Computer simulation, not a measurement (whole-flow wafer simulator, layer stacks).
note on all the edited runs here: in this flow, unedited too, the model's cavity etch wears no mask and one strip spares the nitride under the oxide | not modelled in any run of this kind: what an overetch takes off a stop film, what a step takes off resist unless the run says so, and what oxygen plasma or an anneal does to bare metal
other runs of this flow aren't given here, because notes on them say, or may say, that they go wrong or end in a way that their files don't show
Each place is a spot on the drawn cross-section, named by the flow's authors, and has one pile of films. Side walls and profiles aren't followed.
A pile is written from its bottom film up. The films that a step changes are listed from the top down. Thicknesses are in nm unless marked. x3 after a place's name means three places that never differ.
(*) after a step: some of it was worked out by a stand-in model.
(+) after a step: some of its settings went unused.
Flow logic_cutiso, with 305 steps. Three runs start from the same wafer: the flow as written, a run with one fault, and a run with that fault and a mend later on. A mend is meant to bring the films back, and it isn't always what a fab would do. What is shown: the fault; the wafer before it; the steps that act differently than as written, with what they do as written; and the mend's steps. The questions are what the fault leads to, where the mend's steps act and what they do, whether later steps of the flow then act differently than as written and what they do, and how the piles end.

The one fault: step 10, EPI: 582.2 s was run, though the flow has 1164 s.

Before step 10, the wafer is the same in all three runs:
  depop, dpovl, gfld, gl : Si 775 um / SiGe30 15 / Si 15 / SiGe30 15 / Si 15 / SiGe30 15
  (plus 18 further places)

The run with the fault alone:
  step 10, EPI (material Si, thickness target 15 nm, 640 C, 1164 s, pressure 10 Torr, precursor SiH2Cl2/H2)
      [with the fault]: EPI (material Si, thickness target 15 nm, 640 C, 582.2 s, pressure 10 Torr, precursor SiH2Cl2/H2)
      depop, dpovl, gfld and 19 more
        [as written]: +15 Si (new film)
        [with the fault]: +7.5 Si (new film)
  Steps later in the flow that act otherwise than as written (3 other steps are not shown; they differ only slightly, by no more than 2% or 0.5 nm, whichever is larger):
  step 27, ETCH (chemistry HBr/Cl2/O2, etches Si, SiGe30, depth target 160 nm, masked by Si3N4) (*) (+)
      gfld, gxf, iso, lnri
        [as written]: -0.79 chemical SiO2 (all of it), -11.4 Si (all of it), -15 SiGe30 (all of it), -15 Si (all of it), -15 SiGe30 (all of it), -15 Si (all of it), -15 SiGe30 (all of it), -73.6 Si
        [with the fault]: -0.79 chemical SiO2 (all of it), -3.85 Si (all of it), -15 SiGe30 (all of it), -15 Si (all of it), -15 SiGe30 (all of it), -15 Si (all of it), -15 SiGe30 (all of it), -81.1 Si
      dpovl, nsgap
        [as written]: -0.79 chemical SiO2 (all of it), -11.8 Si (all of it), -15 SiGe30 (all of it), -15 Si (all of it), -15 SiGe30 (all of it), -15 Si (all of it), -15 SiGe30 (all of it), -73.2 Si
        [with the fault]: -0.79 chemical SiO2 (all of it), -4.25 Si (all of it), -15 SiGe30 (all of it), -15 Si (all of it), -15 SiGe30 (all of it), -15 Si (all of it), -15 SiGe30 (all of it), -80.7 Si
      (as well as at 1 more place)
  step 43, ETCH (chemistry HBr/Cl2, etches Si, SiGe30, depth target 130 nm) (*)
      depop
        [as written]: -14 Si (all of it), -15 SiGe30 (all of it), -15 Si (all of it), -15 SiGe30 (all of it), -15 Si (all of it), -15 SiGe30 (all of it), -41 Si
        [with the fault]: -6.52 Si (all of it), -15 SiGe30 (all of it), -15 Si (all of it), -15 SiGe30 (all of it), -15 Si (all of it), -15 SiGe30 (all of it), -48.5 Si
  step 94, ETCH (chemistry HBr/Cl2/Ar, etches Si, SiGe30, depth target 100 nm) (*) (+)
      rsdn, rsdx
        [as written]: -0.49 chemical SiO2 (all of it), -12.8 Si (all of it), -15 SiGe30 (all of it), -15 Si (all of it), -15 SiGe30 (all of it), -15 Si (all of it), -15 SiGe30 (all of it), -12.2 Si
        [with the fault]: -0.49 chemical SiO2 (all of it), -5.32 Si (all of it), -15 SiGe30 (all of it), -15 Si (all of it), -15 SiGe30 (all of it), -15 Si (all of it), -15 SiGe30 (all of it), -19.7 Si
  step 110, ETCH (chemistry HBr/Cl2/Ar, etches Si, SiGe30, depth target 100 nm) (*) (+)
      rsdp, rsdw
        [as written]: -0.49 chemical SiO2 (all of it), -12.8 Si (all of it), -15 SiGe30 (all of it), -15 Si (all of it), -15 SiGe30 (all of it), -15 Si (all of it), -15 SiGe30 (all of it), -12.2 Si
        [with the fault]: -0.49 chemical SiO2 (all of it), -5.32 Si (all of it), -15 SiGe30 (all of it), -15 Si (all of it), -15 SiGe30 (all of it), -15 Si (all of it), -15 SiGe30 (all of it), -19.7 Si
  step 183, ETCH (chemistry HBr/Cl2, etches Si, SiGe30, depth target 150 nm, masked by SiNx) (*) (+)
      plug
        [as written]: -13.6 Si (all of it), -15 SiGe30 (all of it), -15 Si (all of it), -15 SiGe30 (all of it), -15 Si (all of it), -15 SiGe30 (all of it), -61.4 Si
        [with the fault]: -6.05 Si (all of it), -15 SiGe30 (all of it), -15 Si (all of it), -15 SiGe30 (all of it), -15 Si (all of it), -15 SiGe30 (all of it), -68.9 Si
  The piles end different from the flow's at gl, glp, gxn and 6 more by more than 2% or 0.5 nm, whichever is larger.
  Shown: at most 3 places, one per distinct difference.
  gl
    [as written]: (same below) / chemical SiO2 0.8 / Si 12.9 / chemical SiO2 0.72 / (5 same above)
    [with the fault]: (same below) / chemical SiO2 0.8 / Si 5.35 / chemical SiO2 0.72 / (5 same above)
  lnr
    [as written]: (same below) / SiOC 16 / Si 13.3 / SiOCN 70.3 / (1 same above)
    [with the fault]: (same below) / SiOC 16 / Si 5.79 / SiOCN 70.3 / (1 same above)
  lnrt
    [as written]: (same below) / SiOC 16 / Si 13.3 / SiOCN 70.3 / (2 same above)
    [with the fault]: (same below) / SiOC 16 / Si 5.79 / SiOCN 70.3 / (2 same above)

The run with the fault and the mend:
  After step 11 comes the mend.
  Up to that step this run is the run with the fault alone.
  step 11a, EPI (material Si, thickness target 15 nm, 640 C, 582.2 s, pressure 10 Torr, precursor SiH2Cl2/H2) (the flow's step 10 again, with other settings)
      depop, dpovl, gfld and 19 more
        +7.5 Si
  None of the later steps of the flow acts differently than as written at any place that is followed.
  The piles end the same as the flow's at every place that both follow.
